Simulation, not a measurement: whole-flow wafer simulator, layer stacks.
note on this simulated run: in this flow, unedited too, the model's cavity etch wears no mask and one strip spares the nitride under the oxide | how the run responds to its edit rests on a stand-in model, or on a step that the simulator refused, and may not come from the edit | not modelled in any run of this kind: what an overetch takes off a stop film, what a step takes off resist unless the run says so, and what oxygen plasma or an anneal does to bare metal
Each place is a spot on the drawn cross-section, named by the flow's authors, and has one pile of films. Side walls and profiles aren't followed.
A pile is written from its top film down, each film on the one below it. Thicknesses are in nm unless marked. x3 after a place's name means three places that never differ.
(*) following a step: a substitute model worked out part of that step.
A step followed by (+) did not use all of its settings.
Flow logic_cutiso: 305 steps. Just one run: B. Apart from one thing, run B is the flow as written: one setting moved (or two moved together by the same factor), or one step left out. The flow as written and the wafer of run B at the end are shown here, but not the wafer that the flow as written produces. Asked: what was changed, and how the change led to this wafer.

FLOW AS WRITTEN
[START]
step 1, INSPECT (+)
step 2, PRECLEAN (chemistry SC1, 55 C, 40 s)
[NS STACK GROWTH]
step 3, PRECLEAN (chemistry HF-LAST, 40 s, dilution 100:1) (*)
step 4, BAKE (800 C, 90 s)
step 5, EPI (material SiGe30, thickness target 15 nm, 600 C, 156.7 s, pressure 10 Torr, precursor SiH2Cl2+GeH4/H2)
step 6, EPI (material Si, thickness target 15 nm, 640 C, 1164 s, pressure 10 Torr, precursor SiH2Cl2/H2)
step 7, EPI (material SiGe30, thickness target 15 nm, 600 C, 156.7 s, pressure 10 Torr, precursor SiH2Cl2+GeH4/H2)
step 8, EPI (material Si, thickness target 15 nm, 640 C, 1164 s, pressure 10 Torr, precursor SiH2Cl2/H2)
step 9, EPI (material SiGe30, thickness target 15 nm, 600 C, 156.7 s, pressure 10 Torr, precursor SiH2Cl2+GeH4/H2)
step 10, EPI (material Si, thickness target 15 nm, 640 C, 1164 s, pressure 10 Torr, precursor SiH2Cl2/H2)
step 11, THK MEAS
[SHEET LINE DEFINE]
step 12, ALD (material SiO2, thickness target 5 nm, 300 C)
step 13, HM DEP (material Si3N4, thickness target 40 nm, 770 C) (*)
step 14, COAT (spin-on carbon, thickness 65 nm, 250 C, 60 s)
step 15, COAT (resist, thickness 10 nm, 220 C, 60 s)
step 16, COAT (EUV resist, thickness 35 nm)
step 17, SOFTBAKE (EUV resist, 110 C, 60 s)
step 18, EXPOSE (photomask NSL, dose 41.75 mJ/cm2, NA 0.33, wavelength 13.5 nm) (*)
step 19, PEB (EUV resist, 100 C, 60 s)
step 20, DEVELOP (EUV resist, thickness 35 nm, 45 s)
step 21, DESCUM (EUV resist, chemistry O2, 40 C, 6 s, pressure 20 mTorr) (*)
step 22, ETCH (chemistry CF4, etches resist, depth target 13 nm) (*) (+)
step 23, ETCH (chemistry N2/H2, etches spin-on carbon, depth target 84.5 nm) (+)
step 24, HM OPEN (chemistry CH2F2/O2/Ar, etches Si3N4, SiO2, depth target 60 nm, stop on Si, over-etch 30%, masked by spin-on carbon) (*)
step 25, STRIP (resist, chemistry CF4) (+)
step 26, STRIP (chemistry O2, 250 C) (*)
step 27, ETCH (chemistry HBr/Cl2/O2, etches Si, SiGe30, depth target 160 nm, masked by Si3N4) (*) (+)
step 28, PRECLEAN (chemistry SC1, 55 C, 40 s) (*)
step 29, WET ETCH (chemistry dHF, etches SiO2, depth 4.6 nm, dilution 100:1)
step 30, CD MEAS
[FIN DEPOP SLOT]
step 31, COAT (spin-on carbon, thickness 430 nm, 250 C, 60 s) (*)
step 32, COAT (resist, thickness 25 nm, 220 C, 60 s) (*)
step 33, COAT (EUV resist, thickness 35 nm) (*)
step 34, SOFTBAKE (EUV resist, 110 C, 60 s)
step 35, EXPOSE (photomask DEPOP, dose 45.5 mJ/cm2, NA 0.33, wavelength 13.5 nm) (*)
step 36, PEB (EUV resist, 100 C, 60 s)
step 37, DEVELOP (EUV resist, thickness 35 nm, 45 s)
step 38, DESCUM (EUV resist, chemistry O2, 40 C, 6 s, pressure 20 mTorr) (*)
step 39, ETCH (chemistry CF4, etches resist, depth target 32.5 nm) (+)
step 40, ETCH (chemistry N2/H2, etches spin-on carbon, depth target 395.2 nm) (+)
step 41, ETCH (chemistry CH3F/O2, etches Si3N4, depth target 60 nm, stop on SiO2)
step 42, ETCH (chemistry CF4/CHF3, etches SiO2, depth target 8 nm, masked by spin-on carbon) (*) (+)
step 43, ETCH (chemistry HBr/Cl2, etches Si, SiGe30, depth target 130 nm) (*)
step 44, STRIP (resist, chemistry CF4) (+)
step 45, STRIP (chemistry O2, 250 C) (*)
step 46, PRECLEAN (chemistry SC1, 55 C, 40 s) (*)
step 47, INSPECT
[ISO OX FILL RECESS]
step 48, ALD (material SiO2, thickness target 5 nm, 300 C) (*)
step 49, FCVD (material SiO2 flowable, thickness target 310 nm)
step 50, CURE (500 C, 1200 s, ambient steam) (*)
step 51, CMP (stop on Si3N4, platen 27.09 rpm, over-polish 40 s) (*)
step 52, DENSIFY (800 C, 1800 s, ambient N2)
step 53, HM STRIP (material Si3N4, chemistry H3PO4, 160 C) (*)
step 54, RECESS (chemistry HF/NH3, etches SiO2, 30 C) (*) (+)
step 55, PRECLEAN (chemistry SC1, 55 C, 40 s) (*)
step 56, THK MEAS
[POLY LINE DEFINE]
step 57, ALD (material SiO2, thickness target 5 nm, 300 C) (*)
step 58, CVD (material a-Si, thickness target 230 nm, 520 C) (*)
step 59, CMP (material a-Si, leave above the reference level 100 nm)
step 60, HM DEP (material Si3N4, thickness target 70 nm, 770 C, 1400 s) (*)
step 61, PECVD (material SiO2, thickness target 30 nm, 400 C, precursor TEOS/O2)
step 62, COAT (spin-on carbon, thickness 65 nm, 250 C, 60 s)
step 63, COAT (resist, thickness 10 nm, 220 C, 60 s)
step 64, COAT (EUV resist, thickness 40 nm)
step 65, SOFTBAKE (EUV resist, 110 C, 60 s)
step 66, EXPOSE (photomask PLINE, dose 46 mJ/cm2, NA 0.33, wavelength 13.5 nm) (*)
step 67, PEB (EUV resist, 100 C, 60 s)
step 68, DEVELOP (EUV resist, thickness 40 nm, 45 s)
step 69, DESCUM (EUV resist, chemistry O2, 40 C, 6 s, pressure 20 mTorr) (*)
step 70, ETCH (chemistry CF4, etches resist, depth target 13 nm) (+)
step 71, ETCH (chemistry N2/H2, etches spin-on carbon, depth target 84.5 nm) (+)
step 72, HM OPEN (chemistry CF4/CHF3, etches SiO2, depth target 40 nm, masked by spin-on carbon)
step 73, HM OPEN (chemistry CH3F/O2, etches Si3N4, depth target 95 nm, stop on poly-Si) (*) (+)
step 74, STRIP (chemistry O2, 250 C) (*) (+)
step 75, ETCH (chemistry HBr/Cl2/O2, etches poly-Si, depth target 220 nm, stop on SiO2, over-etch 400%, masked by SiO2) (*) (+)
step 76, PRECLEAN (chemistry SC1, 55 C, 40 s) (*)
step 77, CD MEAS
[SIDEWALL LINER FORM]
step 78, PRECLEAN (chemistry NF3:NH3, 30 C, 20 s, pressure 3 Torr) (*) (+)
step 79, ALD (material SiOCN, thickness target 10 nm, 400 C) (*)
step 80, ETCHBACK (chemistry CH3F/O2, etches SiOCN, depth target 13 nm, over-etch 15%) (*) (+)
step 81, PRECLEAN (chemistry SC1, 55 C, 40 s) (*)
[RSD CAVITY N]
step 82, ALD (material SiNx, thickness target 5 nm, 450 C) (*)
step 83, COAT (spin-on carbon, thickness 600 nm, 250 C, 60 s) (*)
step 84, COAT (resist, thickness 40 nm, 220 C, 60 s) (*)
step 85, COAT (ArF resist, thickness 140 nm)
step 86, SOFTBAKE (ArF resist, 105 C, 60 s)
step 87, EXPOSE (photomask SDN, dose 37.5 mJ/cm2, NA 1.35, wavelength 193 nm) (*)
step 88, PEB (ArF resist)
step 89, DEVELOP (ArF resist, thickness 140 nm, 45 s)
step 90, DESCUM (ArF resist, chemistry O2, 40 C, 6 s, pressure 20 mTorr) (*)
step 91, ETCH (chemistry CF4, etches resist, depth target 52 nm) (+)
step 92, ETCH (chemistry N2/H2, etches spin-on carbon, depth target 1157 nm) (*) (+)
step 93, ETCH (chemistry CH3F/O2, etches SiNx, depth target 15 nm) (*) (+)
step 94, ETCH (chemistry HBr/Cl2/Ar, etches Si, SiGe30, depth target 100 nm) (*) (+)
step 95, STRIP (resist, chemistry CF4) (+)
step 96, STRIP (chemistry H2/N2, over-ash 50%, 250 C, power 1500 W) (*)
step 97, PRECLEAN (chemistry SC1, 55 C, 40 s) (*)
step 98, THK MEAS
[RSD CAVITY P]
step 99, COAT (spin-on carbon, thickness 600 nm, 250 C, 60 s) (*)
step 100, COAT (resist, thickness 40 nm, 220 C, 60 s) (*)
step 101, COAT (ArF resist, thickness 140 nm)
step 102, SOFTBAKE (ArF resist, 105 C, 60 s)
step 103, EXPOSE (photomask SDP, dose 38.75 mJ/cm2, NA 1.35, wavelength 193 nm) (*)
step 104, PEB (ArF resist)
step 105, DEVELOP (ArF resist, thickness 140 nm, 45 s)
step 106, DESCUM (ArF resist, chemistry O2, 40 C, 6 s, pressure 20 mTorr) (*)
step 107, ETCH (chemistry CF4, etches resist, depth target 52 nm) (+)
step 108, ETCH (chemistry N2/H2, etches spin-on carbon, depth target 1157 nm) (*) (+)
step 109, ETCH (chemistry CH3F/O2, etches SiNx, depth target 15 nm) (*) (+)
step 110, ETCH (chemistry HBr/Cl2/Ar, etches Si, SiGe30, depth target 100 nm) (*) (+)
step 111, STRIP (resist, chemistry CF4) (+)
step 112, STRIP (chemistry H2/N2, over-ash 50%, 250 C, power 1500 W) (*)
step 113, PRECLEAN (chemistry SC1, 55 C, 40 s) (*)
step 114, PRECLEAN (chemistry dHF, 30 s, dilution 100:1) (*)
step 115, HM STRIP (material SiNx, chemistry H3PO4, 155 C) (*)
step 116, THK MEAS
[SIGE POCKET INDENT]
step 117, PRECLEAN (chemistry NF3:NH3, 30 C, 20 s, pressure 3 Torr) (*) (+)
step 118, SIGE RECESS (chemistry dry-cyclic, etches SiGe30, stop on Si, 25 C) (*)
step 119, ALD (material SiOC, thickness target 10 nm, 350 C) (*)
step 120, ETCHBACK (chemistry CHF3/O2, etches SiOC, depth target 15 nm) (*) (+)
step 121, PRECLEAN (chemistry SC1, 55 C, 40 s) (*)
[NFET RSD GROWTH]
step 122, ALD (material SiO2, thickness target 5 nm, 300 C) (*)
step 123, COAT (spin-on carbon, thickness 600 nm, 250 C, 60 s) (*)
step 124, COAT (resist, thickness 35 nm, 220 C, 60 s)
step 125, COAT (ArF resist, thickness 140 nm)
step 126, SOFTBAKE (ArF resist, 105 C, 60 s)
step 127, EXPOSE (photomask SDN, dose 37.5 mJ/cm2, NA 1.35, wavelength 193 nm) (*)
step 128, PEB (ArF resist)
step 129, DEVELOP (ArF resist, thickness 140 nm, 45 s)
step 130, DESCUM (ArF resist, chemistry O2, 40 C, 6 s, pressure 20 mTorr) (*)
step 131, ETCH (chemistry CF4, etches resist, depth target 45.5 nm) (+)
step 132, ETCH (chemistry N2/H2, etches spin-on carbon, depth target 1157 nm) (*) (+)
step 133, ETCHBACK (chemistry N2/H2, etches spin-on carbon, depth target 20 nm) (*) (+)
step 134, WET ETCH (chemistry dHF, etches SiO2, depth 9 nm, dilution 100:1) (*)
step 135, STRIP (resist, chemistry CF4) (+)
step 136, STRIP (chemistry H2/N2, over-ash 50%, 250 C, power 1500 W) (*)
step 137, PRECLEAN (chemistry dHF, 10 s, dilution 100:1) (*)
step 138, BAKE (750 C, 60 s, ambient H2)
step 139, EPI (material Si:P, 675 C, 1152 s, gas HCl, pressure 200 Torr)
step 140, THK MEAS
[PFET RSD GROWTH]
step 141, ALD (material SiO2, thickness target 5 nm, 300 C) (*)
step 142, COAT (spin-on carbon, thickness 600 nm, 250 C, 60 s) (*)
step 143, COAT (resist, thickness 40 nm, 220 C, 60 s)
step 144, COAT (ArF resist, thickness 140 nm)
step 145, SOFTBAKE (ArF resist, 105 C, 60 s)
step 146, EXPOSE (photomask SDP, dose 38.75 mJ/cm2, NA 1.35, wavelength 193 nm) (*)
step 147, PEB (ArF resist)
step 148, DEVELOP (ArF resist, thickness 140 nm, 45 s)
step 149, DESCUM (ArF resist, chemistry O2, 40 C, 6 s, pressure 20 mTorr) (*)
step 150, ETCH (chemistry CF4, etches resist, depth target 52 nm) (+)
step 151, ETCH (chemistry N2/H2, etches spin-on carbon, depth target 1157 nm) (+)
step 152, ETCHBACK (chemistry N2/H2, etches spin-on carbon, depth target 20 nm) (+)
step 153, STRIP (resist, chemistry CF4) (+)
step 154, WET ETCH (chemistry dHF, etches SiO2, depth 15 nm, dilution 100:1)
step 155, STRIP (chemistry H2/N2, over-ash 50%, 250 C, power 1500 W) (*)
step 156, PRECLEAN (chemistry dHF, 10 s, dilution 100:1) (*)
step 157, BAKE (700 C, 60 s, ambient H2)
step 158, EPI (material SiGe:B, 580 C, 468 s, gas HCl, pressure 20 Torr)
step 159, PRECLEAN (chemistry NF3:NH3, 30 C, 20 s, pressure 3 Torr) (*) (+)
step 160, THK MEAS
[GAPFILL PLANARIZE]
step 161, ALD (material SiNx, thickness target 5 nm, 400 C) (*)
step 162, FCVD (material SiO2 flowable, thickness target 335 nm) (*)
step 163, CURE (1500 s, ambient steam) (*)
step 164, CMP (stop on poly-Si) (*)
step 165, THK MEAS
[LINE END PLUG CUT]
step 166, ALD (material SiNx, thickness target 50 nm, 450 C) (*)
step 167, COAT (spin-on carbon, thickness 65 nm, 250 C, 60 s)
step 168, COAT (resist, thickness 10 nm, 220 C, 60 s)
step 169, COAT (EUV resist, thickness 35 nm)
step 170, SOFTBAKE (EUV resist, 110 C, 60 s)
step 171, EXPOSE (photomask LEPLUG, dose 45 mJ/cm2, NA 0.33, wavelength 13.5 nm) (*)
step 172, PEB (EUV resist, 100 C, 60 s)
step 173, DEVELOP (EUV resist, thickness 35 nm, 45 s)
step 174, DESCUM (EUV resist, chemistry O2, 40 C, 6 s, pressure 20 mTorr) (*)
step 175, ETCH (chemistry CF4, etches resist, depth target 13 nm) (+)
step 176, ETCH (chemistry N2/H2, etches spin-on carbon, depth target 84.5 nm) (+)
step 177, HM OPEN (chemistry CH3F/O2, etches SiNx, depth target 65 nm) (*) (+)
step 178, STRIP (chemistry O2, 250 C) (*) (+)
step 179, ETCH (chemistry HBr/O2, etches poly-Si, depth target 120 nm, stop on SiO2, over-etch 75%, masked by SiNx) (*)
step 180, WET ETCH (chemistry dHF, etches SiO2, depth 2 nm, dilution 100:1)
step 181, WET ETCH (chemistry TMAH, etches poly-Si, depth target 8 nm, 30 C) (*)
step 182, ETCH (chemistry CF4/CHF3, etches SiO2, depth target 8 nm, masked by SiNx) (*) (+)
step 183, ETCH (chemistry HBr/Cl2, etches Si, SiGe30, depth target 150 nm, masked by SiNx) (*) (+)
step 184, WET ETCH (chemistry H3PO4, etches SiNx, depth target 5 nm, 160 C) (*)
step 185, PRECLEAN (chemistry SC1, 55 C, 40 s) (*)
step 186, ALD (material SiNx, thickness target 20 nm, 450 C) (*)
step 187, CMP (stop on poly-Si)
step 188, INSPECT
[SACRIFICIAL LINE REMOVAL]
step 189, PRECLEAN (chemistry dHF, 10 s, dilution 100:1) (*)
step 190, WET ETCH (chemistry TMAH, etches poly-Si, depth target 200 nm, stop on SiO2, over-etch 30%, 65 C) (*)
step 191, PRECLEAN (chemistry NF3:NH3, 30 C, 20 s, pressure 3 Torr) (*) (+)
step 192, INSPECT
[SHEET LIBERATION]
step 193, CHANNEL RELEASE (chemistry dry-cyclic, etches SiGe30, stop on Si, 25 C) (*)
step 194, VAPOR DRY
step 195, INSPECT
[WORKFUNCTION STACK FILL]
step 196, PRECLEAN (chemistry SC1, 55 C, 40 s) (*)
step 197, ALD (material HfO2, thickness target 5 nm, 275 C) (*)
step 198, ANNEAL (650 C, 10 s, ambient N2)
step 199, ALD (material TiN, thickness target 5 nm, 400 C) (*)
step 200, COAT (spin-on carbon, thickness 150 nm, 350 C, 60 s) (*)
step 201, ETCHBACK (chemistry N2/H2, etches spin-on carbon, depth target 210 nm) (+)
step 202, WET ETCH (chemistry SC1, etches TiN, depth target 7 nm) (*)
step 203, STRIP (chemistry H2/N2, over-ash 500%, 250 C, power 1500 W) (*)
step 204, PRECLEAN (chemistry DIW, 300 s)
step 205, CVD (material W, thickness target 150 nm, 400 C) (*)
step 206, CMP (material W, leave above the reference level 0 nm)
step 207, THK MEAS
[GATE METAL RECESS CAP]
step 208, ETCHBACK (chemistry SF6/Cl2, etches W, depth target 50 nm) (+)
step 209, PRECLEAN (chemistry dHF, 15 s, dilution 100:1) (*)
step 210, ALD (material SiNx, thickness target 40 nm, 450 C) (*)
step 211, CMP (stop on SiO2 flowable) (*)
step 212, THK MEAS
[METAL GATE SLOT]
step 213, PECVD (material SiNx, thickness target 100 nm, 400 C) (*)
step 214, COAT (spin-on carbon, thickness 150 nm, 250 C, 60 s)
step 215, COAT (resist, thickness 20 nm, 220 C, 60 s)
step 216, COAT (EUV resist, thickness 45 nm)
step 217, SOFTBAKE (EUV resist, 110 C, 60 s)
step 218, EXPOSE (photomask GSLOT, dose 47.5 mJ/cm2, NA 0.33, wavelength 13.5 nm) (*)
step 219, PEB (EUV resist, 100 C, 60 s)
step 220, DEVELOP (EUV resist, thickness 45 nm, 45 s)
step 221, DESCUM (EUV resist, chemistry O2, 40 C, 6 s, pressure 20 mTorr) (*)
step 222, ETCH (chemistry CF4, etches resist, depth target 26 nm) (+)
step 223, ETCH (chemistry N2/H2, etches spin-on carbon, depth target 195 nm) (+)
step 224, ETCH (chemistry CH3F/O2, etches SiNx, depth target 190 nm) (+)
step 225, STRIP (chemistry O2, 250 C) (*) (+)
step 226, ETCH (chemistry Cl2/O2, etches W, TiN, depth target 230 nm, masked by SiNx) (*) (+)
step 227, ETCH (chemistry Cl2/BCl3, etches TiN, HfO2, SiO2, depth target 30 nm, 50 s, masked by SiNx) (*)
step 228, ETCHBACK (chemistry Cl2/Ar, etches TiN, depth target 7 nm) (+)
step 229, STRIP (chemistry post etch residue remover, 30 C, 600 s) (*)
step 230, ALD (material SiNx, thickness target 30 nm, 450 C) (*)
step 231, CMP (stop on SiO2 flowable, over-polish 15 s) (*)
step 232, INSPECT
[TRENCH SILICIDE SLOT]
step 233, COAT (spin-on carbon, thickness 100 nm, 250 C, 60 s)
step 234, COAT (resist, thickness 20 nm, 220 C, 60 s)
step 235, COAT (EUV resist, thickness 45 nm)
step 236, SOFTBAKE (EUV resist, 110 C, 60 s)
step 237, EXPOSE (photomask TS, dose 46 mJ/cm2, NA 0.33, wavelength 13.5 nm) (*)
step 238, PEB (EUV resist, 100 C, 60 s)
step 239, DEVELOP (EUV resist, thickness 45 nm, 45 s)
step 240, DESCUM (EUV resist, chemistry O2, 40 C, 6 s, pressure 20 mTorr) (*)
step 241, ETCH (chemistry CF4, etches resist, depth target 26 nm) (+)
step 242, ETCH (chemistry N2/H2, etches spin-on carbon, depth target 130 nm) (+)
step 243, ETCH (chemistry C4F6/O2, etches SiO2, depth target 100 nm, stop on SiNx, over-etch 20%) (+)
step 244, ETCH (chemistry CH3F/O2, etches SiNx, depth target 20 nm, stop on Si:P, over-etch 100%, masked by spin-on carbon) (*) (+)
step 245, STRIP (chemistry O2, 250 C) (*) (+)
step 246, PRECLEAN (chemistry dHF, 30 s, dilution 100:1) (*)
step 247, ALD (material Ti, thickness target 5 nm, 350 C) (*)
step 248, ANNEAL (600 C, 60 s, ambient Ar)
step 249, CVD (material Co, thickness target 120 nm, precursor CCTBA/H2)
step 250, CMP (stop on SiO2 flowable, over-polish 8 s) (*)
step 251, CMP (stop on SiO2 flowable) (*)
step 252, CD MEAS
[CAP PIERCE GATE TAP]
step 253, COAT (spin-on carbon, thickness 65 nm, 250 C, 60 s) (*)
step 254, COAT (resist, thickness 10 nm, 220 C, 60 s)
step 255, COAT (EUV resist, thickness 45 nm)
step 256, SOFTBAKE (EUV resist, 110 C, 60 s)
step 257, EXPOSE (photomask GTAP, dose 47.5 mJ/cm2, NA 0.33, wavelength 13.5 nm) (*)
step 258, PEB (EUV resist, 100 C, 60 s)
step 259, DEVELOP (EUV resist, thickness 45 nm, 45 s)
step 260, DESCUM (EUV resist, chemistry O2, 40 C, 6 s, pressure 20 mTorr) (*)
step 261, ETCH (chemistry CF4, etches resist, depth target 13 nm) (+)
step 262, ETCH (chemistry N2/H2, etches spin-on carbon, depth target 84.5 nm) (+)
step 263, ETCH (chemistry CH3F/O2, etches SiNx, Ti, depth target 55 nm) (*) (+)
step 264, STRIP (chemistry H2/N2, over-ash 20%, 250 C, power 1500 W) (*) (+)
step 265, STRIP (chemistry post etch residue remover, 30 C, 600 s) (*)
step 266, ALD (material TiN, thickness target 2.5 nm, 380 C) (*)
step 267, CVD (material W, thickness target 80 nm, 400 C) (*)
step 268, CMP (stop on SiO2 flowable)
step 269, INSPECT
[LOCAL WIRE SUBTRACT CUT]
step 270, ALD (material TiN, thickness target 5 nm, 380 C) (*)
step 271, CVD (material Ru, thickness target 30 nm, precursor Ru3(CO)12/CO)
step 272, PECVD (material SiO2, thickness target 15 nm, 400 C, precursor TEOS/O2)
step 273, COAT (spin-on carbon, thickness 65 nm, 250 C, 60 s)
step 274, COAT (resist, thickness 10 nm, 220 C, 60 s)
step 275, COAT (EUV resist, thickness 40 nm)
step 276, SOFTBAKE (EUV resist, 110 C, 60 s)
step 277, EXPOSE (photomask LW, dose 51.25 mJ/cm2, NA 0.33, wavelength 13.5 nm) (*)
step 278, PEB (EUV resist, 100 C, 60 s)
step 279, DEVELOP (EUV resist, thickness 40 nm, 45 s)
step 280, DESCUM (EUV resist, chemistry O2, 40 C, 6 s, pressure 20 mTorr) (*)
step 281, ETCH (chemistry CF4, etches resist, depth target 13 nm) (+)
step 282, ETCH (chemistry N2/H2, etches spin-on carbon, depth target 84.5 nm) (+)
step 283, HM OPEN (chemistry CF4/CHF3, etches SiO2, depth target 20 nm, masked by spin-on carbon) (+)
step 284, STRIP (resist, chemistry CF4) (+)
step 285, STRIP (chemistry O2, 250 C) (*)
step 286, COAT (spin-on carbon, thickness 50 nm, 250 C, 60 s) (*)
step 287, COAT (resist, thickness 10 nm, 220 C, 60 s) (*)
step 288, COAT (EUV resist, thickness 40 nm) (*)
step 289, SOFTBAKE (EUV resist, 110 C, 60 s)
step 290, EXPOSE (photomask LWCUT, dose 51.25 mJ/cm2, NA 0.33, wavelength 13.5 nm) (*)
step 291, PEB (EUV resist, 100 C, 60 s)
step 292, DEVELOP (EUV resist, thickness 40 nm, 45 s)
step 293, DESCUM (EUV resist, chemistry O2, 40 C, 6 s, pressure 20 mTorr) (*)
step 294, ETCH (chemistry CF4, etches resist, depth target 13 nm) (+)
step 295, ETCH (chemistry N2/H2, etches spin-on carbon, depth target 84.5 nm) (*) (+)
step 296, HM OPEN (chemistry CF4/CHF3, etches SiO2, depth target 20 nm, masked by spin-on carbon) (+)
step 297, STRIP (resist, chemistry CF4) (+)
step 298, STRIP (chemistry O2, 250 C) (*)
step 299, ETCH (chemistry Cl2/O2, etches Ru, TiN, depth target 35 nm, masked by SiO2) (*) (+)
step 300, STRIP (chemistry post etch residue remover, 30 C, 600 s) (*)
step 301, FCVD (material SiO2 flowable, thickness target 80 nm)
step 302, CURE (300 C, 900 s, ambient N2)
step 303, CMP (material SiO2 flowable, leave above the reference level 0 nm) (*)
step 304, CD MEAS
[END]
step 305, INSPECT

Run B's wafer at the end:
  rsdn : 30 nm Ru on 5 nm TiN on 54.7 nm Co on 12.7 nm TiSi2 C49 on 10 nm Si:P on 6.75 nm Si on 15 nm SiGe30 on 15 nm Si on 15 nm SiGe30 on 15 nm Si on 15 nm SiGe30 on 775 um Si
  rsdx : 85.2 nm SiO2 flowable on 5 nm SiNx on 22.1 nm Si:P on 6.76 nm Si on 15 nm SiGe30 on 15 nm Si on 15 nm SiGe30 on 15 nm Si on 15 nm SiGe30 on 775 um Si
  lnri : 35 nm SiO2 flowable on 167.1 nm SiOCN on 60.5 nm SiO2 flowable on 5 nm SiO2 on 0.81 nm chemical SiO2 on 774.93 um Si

What caused this: step 94, ETCH: chemistry HBr/Cl2/Ar, etches Si, SiGe30, depth target 100 nm (*) (+), was not run.

How this came from the change, step by step:
  step 95, STRIP (resist, chemistry CF4) (+)
      gl, gxn, tap: SiO2 loses 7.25 (in the flow as written it would be: nothing)
      lnr: SiOCN loses 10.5 (in the flow as written it would be: nothing)
      (as well as at 1 more place)
  step 99, COAT (spin-on carbon, thickness 600 nm, 250 C, 60 s) (*)
      gl, gxn: spin-on carbon gains 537 (new film) (in the flow as written it would be: spin-on carbon gains 514.9 (new film))
      rsdn, rsdx: spin-on carbon gains 717.7 (new film) (in the flow as written it would be: spin-on carbon gains 802.8 (new film))
      (as well as at 12 more places)
  step 108, ETCH (chemistry N2/H2, etches spin-on carbon, depth target 1157 nm) (*) (+)
      depop, dpovl, gfld and 14 more: ArF resist loses 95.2 (all of it), resist loses 26 (in the flow as written it would be: ArF resist loses 95.2 (all of it), resist loses 25.2)
      glp, gxp: spin-on carbon loses 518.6 (all of it), SiNx loses 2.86 (in the flow as written it would be: spin-on carbon loses 503.9 (all of it), SiNx loses 2.78)
      (as well as at 3 more places)
  step 111, STRIP (resist, chemistry CF4) (+)
      depop, dpovl, gfld and 7 more: resist loses 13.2 (all of it) (in the flow as written it would be: resist loses 14 (all of it))
      gl, lnr, lnrt, rsdn, rsdx: resist loses 13.2 (all of it) (in the flow as written it would be: resist loses 14.1 (all of it))
      (as well as at 2 more places)
  step 112, STRIP (chemistry H2/N2, over-ash 50%, 250 C, power 1500 W) (*)
      gl, gxn: spin-on carbon loses 537 (all of it) (in the flow as written it would be: spin-on carbon loses 514.9 (all of it))
      rsdn, rsdx: spin-on carbon loses 717.7 (all of it) (in the flow as written it would be: spin-on carbon loses 802.8 (all of it))
      (as well as at 7 more places)
  step 114, PRECLEAN (chemistry dHF, 30 s, dilution 100:1) (*)
      gl, gxn, tap: SiO2 loses 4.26 (all of it) (in the flow as written it would be: SiO2 loses 4.88)
  step 115, HM STRIP (material SiNx, chemistry H3PO4, 155 C) (*)
      gl, gxn, tap: Si3N4 loses 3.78 (in the flow as written it would be: SiO2 loses 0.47)
  step 117, PRECLEAN (chemistry NF3:NH3, 30 C, 20 s, pressure 3 Torr) (*) (+)
      gl, gxn, tap: Si3N4 loses 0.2 (in the flow as written it would be: SiO2 loses 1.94)
  step 119, ALD (material SiOC, thickness target 10 nm, 350 C) (*)
      gxn: SiOC gains 10 (new film) (in the flow as written it would be: SiOC gains 11 (new film))
  step 120, ETCHBACK (chemistry CHF3/O2, etches SiOC, depth target 15 nm) (*) (+)
      gl, tap: SiOC loses 10 (all of it), Si3N4 loses 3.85 (in the flow as written it would be: SiOC loses 10 (all of it), SiO2 loses 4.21 (all of it), Si3N4 loses 0.61)
      rsdn, rsdx: SiOC loses 10 (all of it), Si loses 0.81 (in the flow as written it would be: SiOC loses 10 (all of it))
      (as well as at 1 more place)
  step 122, ALD (material SiO2, thickness target 5 nm, 300 C) (*)
      gxn: SiO2 gains 5 (new film) (in the flow as written it would be: SiO2 gains 6.76 (new film))
  step 123, COAT (spin-on carbon, thickness 600 nm, 250 C, 60 s) (*)
      gfld, lnrp: spin-on carbon gains 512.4 (new film) (in the flow as written it would be: spin-on carbon gains 501.8 (new film))
      gl, tap: spin-on carbon gains 525.2 (new film) (in the flow as written it would be: spin-on carbon gains 507 (new film))
      (as well as at 10 more places)
  step 132, ETCH (chemistry N2/H2, etches spin-on carbon, depth target 1157 nm) (*) (+)
      rsdn, rsdx: spin-on carbon loses 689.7 (all of it), SiO2 loses 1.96 (in the flow as written it would be: spin-on carbon loses 778.1 (all of it))
      gxn: spin-on carbon loses 519.9 (all of it), SiO2 loses 5 (all of it), Si3N4 loses 0.33 (in the flow as written it would be: spin-on carbon loses 499.4 (all of it), SiO2 loses 6.06)
      (as well as at 4 more places)
  step 133, ETCHBACK (chemistry N2/H2, etches spin-on carbon, depth target 20 nm) (*) (+)
      gxn: Si3N4 loses 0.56 (in the flow as written it would be: SiO2 loses 0.7 (all of it), Si3N4 loses 0.21)
  step 134, WET ETCH (chemistry dHF, etches SiO2, depth 9 nm, dilution 100:1) (*)
      rsdn, rsdx: SiO2 loses 1.93 (all of it), chemical SiO2 loses 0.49 (all of it) (in the flow as written it would be: SiO2 loses 3.89 (all of it), chemical SiO2 loses 0.49 (all of it))
  step 135, STRIP (resist, chemistry CF4) (+)
      rsdn: Si loses 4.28 (in the flow as written it would be: nothing)
      rsdx: Si loses 4.27 (in the flow as written it would be: nothing)
      (as well as at 1 more place)
  ... 7 other steps ...
  step 164, CMP (stop on poly-Si) (*)
      gxn: SiO2 flowable loses 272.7 (all of it), SiNx loses 5 (all of it), Si3N4 loses 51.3 (all of it) (in the flow as written it would be: SiO2 flowable loses 264.5 (all of it), SiNx loses 5 (all of it), SiO2 loses 1.12 (all of it), Si3N4 loses 60.3 (all of it))
      gl: SiO2 flowable loses 276 (all of it), SiNx loses 5 (all of it), Si3N4 loses 48 (all of it) (in the flow as written it would be: SiO2 flowable loses 270.7 (all of it), SiNx loses 5 (all of it), Si3N4 loses 55.3 (all of it))
      (as well as at 3 more places)
